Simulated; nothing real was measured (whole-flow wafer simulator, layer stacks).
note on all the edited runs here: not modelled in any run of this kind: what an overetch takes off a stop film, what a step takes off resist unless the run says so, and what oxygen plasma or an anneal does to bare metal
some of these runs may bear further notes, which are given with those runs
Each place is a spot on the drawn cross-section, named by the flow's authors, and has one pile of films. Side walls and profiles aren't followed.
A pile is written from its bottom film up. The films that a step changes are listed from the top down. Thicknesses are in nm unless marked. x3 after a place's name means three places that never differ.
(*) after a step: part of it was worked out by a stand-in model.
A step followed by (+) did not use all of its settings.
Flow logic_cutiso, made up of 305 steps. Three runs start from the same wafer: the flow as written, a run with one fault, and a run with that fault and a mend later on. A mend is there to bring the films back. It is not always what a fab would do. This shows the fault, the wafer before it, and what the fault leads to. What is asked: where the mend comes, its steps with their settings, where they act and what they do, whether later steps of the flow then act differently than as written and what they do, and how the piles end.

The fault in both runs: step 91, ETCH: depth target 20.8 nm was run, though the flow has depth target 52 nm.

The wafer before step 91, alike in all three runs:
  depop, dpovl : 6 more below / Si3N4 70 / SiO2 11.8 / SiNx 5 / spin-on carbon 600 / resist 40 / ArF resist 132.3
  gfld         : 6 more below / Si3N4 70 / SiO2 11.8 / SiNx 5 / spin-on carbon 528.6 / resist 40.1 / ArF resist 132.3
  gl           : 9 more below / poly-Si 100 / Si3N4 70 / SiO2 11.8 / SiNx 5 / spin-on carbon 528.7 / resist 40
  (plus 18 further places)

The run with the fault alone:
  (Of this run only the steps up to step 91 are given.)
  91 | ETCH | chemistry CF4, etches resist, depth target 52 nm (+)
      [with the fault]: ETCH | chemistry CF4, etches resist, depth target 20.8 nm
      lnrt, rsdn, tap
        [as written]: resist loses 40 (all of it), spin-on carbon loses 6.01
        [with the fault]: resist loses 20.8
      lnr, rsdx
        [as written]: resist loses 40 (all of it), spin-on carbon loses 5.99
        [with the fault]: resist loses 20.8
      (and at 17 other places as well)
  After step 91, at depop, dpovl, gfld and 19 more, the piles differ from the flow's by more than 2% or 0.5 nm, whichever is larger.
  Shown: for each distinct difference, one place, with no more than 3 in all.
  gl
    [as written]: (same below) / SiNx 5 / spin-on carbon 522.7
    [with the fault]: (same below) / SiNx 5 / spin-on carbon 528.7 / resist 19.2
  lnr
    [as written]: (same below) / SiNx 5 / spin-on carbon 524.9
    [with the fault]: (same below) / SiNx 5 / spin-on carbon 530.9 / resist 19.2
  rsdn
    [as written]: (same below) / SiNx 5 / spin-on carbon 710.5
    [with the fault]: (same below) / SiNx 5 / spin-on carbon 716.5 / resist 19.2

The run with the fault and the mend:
  The mend stands after step 91.
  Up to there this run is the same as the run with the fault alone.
  91a | ETCH | chemistry CF4, etches resist, depth target 31.2 nm (*) (+) (the flow's step 91, run once more with other settings)
      depop, dpovl, gfld and 12 more
        ArF resist loses 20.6
      gxn, lnr, rsdx
        resist loses 19.2 (all of it), spin-on carbon loses 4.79
      lnrt, rsdn
        resist loses 19.2 (all of it), spin-on carbon loses 4.81
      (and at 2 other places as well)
  Every later step of the flow that is run acts as written, at every place that is followed, to within 2% or 0.5 nm, whichever is larger.
  By the end, the piles equal the flow's at every place that both follow.
